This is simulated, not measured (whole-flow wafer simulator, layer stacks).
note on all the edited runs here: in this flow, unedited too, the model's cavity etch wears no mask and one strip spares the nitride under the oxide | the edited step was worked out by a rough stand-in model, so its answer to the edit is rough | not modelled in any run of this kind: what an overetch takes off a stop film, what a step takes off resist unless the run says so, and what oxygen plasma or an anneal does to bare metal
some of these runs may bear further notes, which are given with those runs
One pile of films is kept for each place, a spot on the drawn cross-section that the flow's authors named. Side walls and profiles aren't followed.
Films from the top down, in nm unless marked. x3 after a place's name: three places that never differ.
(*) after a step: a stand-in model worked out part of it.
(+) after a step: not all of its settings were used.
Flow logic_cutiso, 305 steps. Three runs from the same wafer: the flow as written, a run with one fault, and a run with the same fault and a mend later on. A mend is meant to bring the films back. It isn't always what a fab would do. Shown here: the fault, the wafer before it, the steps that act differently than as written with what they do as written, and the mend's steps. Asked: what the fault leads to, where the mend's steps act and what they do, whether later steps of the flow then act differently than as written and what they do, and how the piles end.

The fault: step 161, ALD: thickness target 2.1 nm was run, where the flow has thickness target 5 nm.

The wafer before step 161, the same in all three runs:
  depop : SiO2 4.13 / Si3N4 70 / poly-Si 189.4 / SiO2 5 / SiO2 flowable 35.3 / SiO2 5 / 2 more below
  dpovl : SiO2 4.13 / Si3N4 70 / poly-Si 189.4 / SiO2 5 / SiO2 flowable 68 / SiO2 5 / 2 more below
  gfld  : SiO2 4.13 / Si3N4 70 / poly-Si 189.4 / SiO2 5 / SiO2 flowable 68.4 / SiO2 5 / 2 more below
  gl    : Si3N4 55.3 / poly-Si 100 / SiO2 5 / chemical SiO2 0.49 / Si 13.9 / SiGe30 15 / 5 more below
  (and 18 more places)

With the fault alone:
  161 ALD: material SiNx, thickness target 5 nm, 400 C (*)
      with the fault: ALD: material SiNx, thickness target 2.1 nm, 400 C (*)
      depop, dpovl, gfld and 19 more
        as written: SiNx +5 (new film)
        with the fault: SiNx +2.1 (new film)
  Later steps of the flow that act differently than as written (20 more steps differ only slightly, by at most 2% or 0.5 nm, whichever is larger, and aren't shown):
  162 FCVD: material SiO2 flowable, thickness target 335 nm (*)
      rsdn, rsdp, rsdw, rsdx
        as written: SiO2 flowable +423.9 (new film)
        with the fault: SiO2 flowable +412.2 (new film)
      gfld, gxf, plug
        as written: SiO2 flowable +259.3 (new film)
        with the fault: SiO2 flowable +247.6 (new film)
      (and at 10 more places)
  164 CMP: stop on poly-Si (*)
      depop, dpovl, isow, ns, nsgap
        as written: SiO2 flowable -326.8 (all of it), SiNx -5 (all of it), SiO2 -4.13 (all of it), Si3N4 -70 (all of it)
        with the fault: SiO2 flowable -326.8 (all of it), SiNx -2.1 (all of it), SiO2 -4.13 (all of it), Si3N4 -70 (all of it)
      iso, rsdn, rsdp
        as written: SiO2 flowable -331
        with the fault: SiO2 flowable -316.6
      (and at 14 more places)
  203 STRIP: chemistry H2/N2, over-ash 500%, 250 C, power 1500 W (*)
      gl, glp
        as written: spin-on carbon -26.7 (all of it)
        with the fault: spin-on carbon -25.9 (all of it)
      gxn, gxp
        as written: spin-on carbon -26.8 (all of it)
        with the fault: spin-on carbon -25.9 (all of it)
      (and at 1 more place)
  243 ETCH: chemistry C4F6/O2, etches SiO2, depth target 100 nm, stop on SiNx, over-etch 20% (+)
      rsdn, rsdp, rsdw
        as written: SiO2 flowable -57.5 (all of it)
        with the fault: SiO2 flowable -60.5 (all of it)
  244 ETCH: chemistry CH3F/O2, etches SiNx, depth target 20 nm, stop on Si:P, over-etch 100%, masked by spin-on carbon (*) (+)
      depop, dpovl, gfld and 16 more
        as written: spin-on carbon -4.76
        with the fault: spin-on carbon -2
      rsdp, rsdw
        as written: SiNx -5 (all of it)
        with the fault: SiNx -2.1 (all of it)
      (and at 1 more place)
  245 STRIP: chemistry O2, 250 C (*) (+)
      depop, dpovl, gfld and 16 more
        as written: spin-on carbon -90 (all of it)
        with the fault: spin-on carbon -92.4 (all of it)
  At the end the piles differ from the flow's by more than 2% or 0.5 nm, whichever is larger, at iso, rsdx.
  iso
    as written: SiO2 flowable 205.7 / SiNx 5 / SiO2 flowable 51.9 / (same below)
    with the fault: SiO2 flowable 208.7 / SiNx 2.1 / SiO2 flowable 51.9 / (same below)
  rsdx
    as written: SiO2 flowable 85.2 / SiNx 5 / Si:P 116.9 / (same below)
    with the fault: SiO2 flowable 88.2 / SiNx 2.1 / Si:P 116.9 / (same below)

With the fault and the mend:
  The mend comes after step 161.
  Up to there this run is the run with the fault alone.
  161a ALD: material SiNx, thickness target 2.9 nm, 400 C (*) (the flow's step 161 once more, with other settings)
      depop, dpovl, gfld and 19 more
        SiNx +2.9
  No later step of the flow acts differently than as written, at any place that is followed, by more than 2% or 0.5 nm, whichever is larger.
  At the end the piles are the same as the flow's at every place that both follow.
